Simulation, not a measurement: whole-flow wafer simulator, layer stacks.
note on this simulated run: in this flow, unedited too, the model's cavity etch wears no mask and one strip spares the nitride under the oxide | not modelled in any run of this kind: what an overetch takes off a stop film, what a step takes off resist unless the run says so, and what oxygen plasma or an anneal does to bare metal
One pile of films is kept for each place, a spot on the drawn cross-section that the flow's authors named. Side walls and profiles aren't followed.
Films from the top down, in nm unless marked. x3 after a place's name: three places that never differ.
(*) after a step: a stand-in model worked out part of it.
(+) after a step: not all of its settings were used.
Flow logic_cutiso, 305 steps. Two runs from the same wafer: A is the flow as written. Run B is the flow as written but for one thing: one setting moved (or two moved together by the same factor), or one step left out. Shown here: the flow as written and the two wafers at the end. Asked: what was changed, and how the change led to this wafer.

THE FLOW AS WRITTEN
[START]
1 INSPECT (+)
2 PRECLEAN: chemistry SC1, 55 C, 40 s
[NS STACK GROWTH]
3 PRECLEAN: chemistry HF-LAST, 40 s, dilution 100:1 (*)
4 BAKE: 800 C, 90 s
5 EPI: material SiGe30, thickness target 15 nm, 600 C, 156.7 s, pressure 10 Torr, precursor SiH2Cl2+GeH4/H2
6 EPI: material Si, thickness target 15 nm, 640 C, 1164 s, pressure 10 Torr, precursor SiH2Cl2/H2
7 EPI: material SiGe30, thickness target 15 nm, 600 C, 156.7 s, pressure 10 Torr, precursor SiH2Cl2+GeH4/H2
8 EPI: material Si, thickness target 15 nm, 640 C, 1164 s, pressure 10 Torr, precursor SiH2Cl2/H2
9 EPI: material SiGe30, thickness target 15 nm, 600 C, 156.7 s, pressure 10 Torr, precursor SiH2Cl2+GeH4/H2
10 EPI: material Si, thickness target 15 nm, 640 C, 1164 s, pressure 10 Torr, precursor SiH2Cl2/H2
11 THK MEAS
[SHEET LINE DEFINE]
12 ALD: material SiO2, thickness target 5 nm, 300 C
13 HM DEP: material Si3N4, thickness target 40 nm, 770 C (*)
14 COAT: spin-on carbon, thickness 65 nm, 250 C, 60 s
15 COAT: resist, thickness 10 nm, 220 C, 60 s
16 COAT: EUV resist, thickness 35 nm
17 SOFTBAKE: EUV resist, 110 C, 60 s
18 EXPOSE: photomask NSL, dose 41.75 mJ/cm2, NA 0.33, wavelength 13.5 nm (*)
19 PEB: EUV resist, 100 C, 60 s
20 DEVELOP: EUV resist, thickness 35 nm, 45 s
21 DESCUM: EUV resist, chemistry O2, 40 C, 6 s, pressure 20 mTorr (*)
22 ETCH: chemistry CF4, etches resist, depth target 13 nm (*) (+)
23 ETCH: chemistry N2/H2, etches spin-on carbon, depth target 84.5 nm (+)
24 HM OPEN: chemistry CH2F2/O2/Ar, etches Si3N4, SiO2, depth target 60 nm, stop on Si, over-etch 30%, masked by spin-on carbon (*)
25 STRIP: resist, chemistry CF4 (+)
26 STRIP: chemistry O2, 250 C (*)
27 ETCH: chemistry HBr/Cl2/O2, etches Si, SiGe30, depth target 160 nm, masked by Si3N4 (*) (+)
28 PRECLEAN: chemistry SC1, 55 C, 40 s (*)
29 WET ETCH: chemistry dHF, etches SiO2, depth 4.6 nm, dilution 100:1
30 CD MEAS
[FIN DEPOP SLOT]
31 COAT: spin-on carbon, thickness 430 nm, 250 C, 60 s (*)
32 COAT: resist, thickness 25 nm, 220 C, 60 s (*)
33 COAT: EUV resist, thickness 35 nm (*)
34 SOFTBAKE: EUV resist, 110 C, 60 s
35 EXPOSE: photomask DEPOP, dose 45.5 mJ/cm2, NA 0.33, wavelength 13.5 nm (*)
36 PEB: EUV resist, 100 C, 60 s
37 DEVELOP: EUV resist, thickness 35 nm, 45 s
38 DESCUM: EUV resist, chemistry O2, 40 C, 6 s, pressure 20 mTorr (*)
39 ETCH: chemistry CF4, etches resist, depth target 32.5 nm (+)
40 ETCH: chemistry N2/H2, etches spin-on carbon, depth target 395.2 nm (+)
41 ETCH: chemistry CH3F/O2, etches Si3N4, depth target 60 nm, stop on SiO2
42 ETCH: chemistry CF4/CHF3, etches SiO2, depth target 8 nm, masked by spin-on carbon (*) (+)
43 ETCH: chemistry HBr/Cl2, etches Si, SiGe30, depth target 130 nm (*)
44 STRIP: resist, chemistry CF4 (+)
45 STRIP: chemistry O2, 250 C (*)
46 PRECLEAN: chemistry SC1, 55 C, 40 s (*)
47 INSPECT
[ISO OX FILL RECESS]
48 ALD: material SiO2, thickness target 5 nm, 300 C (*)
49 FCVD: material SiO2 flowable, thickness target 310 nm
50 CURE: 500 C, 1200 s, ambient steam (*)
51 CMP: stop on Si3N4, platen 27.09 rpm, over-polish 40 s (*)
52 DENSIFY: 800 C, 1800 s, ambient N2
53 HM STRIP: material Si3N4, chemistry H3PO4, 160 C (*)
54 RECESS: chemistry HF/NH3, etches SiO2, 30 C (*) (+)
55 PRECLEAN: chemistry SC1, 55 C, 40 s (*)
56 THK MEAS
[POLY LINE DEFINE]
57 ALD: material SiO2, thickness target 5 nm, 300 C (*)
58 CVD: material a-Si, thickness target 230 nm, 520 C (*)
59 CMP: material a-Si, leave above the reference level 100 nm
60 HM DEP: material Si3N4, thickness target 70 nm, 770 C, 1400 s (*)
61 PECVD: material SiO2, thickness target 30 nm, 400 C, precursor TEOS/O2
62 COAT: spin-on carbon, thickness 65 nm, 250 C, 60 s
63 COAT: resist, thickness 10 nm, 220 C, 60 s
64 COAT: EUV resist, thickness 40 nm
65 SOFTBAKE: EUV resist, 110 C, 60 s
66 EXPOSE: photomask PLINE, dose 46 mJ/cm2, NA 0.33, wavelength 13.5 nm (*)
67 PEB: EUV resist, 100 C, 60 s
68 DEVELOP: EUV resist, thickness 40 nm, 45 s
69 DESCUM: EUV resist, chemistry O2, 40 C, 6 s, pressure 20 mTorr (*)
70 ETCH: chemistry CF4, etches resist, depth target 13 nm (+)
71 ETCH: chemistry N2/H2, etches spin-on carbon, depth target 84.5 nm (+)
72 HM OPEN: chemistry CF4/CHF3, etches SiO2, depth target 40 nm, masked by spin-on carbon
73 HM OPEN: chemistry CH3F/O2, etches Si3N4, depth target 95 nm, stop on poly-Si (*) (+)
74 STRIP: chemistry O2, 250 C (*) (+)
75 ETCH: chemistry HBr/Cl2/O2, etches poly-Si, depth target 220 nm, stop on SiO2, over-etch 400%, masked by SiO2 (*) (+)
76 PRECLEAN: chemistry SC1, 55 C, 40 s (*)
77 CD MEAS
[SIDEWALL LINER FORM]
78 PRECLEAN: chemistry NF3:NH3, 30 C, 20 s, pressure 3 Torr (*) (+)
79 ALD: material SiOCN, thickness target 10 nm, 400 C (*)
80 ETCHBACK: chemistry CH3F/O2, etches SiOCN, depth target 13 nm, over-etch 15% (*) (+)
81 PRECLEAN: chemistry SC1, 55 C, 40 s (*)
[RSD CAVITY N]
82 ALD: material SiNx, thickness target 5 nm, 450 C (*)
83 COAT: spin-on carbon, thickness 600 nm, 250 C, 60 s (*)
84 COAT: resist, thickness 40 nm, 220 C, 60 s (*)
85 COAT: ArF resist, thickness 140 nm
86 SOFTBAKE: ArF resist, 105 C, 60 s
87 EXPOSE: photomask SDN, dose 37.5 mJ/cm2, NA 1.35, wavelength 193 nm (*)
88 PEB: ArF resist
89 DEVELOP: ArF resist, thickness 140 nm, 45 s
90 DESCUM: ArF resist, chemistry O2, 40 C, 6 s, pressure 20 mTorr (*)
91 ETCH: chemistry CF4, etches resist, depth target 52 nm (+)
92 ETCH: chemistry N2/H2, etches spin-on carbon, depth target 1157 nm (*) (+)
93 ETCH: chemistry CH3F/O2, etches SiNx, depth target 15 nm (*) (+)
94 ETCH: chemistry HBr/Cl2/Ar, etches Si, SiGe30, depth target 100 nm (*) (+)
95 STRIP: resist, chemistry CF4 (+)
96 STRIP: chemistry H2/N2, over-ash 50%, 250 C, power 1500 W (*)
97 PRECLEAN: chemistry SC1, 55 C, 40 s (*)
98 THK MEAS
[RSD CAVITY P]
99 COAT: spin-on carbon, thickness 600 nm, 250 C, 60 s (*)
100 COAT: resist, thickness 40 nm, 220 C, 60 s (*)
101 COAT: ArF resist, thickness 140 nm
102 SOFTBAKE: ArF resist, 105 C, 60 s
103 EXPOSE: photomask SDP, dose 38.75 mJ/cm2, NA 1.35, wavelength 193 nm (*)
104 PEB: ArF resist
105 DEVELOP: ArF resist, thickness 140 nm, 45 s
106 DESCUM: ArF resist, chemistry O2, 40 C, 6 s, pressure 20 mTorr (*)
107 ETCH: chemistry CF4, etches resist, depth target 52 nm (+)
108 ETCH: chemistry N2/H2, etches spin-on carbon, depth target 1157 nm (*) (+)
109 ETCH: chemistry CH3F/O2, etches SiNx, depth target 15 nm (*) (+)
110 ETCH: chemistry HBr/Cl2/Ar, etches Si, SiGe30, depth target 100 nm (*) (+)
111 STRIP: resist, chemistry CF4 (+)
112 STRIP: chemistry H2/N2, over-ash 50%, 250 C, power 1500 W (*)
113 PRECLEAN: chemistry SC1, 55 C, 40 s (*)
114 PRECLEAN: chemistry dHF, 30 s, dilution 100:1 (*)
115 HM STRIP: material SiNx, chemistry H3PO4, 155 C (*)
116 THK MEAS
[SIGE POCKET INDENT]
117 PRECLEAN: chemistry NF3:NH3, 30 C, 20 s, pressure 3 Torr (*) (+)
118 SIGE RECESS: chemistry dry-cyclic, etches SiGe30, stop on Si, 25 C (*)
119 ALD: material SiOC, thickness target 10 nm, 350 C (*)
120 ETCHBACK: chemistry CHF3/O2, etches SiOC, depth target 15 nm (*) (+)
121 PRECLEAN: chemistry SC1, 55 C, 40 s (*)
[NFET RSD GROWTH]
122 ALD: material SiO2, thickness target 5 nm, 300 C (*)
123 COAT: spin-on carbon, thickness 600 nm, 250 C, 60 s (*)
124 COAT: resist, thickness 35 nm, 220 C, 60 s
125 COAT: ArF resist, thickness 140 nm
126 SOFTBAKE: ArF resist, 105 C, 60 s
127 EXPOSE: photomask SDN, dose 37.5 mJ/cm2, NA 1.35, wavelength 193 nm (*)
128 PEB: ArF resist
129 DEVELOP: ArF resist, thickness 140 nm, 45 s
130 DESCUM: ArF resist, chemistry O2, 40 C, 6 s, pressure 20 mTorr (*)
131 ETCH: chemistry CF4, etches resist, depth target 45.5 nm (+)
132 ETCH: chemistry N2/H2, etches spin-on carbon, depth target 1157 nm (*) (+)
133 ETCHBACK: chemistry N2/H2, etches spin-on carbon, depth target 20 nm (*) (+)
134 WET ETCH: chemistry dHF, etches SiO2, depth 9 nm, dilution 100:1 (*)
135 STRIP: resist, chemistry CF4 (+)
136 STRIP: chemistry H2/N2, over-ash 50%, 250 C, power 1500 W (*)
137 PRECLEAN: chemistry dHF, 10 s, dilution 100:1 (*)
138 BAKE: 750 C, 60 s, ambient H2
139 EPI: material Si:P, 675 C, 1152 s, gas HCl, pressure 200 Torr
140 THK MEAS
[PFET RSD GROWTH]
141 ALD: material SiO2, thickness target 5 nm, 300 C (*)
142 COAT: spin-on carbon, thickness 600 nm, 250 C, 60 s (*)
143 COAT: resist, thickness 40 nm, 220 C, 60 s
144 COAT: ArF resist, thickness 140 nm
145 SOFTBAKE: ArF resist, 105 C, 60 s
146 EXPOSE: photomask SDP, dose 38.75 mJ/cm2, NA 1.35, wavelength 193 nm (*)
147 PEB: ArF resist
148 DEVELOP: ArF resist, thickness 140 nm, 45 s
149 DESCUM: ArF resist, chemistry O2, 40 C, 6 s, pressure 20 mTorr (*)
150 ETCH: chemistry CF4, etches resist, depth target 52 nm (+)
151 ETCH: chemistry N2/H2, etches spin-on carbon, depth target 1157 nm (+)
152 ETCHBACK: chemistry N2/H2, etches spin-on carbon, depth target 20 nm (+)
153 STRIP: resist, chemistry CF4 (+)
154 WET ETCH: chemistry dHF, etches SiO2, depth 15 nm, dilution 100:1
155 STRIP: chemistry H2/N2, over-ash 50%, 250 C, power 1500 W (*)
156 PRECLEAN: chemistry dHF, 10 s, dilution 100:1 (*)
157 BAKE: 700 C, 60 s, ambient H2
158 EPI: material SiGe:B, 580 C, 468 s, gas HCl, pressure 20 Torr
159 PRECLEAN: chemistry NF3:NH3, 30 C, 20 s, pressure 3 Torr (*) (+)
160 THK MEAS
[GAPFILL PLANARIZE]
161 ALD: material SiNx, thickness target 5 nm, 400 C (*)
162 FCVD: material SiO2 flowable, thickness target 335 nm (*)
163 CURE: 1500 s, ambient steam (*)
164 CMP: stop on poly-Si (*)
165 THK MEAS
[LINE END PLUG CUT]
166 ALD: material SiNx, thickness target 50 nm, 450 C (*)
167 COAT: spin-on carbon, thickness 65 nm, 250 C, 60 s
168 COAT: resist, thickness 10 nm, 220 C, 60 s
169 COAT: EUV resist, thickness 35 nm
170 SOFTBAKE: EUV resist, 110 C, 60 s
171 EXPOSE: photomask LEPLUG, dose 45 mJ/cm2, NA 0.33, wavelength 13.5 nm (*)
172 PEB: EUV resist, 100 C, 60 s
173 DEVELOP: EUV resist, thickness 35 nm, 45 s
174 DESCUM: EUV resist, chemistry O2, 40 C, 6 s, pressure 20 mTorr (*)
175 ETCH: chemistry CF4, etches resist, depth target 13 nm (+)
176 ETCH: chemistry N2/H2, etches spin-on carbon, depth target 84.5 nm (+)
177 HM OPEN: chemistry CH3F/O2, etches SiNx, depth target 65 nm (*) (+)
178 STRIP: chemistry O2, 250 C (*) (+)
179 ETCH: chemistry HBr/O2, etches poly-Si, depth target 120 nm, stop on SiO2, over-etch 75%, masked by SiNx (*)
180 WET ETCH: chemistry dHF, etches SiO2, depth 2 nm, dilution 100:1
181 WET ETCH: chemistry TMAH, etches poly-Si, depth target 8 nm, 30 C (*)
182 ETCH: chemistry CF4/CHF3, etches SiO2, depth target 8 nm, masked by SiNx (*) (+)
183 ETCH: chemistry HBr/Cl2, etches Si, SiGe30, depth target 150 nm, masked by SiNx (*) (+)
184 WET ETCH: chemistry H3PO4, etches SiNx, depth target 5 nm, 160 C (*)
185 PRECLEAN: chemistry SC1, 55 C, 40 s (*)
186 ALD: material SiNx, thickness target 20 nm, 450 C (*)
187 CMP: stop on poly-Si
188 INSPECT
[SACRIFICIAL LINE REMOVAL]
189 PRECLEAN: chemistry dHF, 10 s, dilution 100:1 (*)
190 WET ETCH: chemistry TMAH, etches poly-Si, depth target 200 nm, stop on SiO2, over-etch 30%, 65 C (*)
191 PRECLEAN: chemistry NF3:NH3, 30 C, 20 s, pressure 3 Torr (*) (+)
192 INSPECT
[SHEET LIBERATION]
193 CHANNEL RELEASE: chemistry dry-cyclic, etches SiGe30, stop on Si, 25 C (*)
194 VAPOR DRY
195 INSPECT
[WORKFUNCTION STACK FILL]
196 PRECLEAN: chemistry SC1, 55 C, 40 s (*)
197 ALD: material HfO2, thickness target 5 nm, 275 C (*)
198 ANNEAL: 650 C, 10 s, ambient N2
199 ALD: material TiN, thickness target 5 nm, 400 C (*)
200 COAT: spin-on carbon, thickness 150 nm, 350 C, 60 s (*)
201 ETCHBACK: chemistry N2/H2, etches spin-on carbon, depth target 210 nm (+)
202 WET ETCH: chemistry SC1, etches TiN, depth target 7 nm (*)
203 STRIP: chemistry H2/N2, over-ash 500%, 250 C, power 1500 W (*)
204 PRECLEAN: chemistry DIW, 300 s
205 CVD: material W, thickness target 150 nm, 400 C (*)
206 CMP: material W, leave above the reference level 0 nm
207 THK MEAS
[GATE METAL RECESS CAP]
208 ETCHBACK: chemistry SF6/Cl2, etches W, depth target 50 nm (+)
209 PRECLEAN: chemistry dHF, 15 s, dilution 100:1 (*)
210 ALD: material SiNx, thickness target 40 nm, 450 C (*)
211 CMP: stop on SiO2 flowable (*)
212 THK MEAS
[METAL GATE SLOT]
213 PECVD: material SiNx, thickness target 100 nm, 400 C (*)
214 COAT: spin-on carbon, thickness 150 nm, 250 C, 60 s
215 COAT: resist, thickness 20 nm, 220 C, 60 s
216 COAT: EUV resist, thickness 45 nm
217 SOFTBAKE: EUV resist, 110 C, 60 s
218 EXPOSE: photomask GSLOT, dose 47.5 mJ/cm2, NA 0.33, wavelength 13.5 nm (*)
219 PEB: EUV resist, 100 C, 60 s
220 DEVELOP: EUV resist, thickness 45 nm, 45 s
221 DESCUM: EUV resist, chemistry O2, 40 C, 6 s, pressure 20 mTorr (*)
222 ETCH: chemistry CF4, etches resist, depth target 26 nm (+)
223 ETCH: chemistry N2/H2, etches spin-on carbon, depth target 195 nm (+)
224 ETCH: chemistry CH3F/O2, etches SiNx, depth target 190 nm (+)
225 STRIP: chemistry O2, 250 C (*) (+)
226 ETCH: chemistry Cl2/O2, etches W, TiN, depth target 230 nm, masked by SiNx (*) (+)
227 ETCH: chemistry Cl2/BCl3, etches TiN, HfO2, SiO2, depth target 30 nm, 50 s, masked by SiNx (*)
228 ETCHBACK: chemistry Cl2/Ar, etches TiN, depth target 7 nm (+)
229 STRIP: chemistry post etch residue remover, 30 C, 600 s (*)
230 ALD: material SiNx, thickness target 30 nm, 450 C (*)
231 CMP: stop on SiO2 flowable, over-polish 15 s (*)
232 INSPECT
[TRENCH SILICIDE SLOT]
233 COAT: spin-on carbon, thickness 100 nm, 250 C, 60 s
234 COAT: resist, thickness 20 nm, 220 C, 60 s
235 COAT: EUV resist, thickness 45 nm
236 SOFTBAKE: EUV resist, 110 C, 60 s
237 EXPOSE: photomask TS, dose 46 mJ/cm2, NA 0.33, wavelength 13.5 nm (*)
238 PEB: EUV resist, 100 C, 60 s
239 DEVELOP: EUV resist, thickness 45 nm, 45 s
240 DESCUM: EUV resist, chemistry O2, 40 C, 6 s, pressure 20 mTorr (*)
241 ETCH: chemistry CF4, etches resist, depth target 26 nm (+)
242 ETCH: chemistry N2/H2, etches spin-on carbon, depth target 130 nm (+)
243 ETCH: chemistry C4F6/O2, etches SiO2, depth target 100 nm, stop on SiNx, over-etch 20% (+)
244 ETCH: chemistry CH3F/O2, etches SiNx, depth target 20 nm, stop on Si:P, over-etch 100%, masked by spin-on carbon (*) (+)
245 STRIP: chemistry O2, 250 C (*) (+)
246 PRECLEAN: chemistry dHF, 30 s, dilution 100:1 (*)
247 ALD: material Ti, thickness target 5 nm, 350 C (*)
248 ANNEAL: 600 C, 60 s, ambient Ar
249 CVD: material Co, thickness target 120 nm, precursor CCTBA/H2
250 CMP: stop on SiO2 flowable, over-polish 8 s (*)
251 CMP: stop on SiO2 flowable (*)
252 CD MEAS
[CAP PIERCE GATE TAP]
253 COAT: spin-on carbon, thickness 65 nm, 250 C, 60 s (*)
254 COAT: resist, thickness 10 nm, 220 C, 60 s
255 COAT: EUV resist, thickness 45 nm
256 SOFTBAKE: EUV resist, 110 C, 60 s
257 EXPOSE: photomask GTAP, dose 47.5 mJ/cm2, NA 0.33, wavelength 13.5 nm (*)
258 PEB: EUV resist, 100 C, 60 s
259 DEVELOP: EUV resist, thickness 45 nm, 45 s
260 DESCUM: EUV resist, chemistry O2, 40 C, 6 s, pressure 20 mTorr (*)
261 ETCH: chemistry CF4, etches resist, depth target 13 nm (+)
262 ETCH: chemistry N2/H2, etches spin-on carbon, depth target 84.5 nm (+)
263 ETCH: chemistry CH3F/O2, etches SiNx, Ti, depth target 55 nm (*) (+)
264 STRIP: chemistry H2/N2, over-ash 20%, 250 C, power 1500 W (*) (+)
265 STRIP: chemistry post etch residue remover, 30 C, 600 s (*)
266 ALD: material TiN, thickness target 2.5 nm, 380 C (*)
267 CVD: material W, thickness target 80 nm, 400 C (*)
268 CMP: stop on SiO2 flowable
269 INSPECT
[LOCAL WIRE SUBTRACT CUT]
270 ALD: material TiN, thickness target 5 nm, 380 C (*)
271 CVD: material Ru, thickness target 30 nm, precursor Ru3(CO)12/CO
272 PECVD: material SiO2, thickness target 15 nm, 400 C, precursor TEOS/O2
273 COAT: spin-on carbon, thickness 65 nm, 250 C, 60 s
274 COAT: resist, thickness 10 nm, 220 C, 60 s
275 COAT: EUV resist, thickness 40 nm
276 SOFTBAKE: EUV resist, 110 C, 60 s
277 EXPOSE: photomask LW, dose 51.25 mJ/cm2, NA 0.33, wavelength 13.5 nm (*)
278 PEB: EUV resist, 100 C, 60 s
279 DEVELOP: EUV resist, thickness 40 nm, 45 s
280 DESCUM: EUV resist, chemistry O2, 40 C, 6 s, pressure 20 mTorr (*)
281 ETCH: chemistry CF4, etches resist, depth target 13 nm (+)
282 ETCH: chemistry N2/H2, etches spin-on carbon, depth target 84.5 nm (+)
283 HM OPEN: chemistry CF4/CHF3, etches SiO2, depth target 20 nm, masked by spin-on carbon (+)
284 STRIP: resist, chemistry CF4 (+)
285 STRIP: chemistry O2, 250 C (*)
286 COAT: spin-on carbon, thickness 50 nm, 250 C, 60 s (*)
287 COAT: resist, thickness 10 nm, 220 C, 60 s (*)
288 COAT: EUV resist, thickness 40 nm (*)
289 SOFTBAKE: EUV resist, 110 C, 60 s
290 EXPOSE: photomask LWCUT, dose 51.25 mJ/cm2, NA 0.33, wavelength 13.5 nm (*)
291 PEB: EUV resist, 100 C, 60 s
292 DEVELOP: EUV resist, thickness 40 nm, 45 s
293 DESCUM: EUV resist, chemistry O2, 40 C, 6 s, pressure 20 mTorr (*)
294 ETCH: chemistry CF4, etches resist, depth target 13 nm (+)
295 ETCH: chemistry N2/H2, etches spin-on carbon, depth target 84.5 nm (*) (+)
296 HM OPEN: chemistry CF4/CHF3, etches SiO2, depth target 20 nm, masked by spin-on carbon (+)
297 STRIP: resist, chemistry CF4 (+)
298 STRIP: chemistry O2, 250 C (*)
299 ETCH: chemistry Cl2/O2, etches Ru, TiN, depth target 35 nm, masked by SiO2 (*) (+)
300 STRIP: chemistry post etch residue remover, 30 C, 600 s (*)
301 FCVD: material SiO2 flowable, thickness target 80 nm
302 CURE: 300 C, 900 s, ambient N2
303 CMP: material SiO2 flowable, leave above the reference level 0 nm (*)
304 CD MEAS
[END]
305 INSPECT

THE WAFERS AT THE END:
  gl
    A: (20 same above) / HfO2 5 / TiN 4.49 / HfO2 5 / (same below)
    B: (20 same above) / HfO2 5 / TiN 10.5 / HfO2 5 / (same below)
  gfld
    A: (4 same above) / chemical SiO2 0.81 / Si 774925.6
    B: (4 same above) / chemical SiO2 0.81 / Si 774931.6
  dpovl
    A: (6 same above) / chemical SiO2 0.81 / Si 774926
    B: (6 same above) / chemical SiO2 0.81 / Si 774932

The cause: step 5, EPI: thickness target 21 nm was run, where the flow has thickness target 15 nm; step 5, EPI: 219.4 s was run, where the flow has 156.7 s.

How the change led to this, step by step:
  5 EPI: material SiGe30, thickness target 15 nm, 600 C, 156.7 s, pressure 10 Torr, precursor SiH2Cl2+GeH4/H2
      depop, dpovl, gfld and 19 more: A SiGe30 +15 (new film) | B SiGe30 +21 (new film)
  27 ETCH: chemistry HBr/Cl2/O2, etches Si, SiGe30, depth target 160 nm, masked by Si3N4 (*) (+)
      gfld, gxf, iso, lnri: A chemical SiO2 -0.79 (all of it), Si -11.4 (all of it), SiGe30 -15 (all of it), Si -15 (all of it), SiGe30 -15 (all of it), Si -15 (all of it), SiGe30 -15 (all of it), Si -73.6 | B chemical SiO2 -0.79 (all of it), Si -11.4 (all of it), SiGe30 -15 (all of it), Si -15 (all of it), SiGe30 -15 (all of it), Si -15 (all of it), SiGe30 -21 (all of it), Si -67.6
      dpovl, nsgap: A chemical SiO2 -0.79 (all of it), Si -11.8 (all of it), SiGe30 -15 (all of it), Si -15 (all of it), SiGe30 -15 (all of it), Si -15 (all of it), SiGe30 -15 (all of it), Si -73.2 | B chemical SiO2 -0.79 (all of it), Si -11.8 (all of it), SiGe30 -15 (all of it), Si -15 (all of it), SiGe30 -15 (all of it), Si -15 (all of it), SiGe30 -21 (all of it), Si -67.2
      (and at 1 more place)
  43 ETCH: chemistry HBr/Cl2, etches Si, SiGe30, depth target 130 nm (*)
      depop: A Si -14 (all of it), SiGe30 -15 (all of it), Si -15 (all of it), SiGe30 -15 (all of it), Si -15 (all of it), SiGe30 -15 (all of it), Si -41 | B Si -14 (all of it), SiGe30 -15 (all of it), Si -15 (all of it), SiGe30 -15 (all of it), Si -15 (all of it), SiGe30 -21 (all of it), Si -35
  94 ETCH: chemistry HBr/Cl2/Ar, etches Si, SiGe30, depth target 100 nm (*) (+)
      rsdn, rsdx: A chemical SiO2 -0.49 (all of it), Si -12.8 (all of it), SiGe30 -15 (all of it), Si -15 (all of it), SiGe30 -15 (all of it), Si -15 (all of it), SiGe30 -15 (all of it), Si -12.2 | B chemical SiO2 -0.49 (all of it), Si -12.8 (all of it), SiGe30 -15 (all of it), Si -15 (all of it), SiGe30 -15 (all of it), Si -15 (all of it), SiGe30 -21 (all of it), Si -6.16
  110 ETCH: chemistry HBr/Cl2/Ar, etches Si, SiGe30, depth target 100 nm (*) (+)
      rsdp, rsdw: A chemical SiO2 -0.49 (all of it), Si -12.8 (all of it), SiGe30 -15 (all of it), Si -15 (all of it), SiGe30 -15 (all of it), Si -15 (all of it), SiGe30 -15 (all of it), Si -12.2 | B chemical SiO2 -0.49 (all of it), Si -12.8 (all of it), SiGe30 -15 (all of it), Si -15 (all of it), SiGe30 -15 (all of it), Si -15 (all of it), SiGe30 -21 (all of it), Si -6.16
  118 SIGE RECESS: chemistry dry-cyclic, etches SiGe30, stop on Si, 25 C (*)
      lnr, lnrp, lnrt: A SiOCN -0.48, Si -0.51, cavity +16 (new film), SiGe30 -15 (all of it), Si -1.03, cavity +16 (new film), SiGe30 -15 (all of it), Si -1.03, cavity +16 (new film), SiGe30 -15 (all of it), Si -0.51 | B SiOCN -0.48, Si -0.51, cavity +16 (new film), SiGe30 -15 (all of it), Si -1.03, cavity +16 (new film), SiGe30 -15 (all of it), Si -1.03, cavity +22 (new film), SiGe30 -21 (all of it), Si -0.51
  119 ALD: material SiOC, thickness target 10 nm, 350 C (*)
      lnr, lnrp, lnrt: A SiOC +10 (new film), SiOC +16 (new film), cavity -16 (all of it), SiOC +16 (new film), cavity -16 (all of it), SiOC +16 (new film), cavity -16 (all of it) | B SiOC +10 (new film), SiOC +16 (new film), cavity -16 (all of it), SiOC +16 (new film), cavity -16 (all of it), SiOC +22 (new film), cavity -22 (all of it)
  183 ETCH: chemistry HBr/Cl2, etches Si, SiGe30, depth target 150 nm, masked by SiNx (*) (+)
      plug: A Si -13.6 (all of it), SiGe30 -15 (all of it), Si -15 (all of it), SiGe30 -15 (all of it), Si -15 (all of it), SiGe30 -15 (all of it), Si -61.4 | B Si -13.6 (all of it), SiGe30 -15 (all of it), Si -15 (all of it), SiGe30 -15 (all of it), Si -15 (all of it), SiGe30 -21 (all of it), Si -55.4
  193 CHANNEL RELEASE: chemistry dry-cyclic, etches SiGe30, stop on Si, 25 C (*)
      gl, glp, gxn, gxp, ns, tap: A chemical SiO2 +0.8 (new film), Si -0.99, chemical SiO2 +0.8 (new film), cavity +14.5 (new film), chemical SiO2 +0.8 (new film), SiGe30 -15 (all of it), Si -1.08, chemical SiO2 +0.8 (new film), cavity +14.5 (new film), chemical SiO2 +0.8 (new film), SiGe30 -15 (all of it), Si -1.08, chemical SiO2 +0.8 (new film), cavity +14.5 (new film), chemical SiO2 +0.8 (new film), SiGe30 -15 (all of it), Si -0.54 | B chemical SiO2 +0.8 (new film), Si -0.99, chemical SiO2 +0.8 (new film), cavity +14.5 (new film), chemical SiO2 +0.8 (new film), SiGe30 -15 (all of it), Si -1.08, chemical SiO2 +0.8 (new film), cavity +14.5 (new film), chemical SiO2 +0.8 (new film), SiGe30 -15 (all of it), Si -1.08, chemical SiO2 +0.8 (new film), cavity +20.5 (new film), chemical SiO2 +0.8 (new film), SiGe30 -21 (all of it), Si -0.54
  199 ALD: material TiN, thickness target 5 nm, 400 C (*)
      gl, glp, tap: A TiN +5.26 (new film), TiN +4.49 (new film), cavity -4.49 (all of it), TiN +4.49 (new film), cavity -4.49 (all of it), TiN +4.49 (new film), cavity -4.49 (all of it) | B TiN +5.26 (new film), TiN +4.49 (new film), cavity -4.49 (all of it), TiN +4.49 (new film), cavity -4.49 (all of it), TiN +10.5 (new film), cavity -10.5 (all of it)
      gxn, gxp, ns: A TiN +5 (new film), TiN +4.49 (new film), cavity -4.49 (all of it), TiN +4.49 (new film), cavity -4.49 (all of it), TiN +4.49 (new film), cavity -4.49 (all of it) | B TiN +5 (new film), TiN +4.49 (new film), cavity -4.49 (all of it), TiN +4.49 (new film), cavity -4.49 (all of it), TiN +10.5 (new film), cavity -10.5 (all of it)
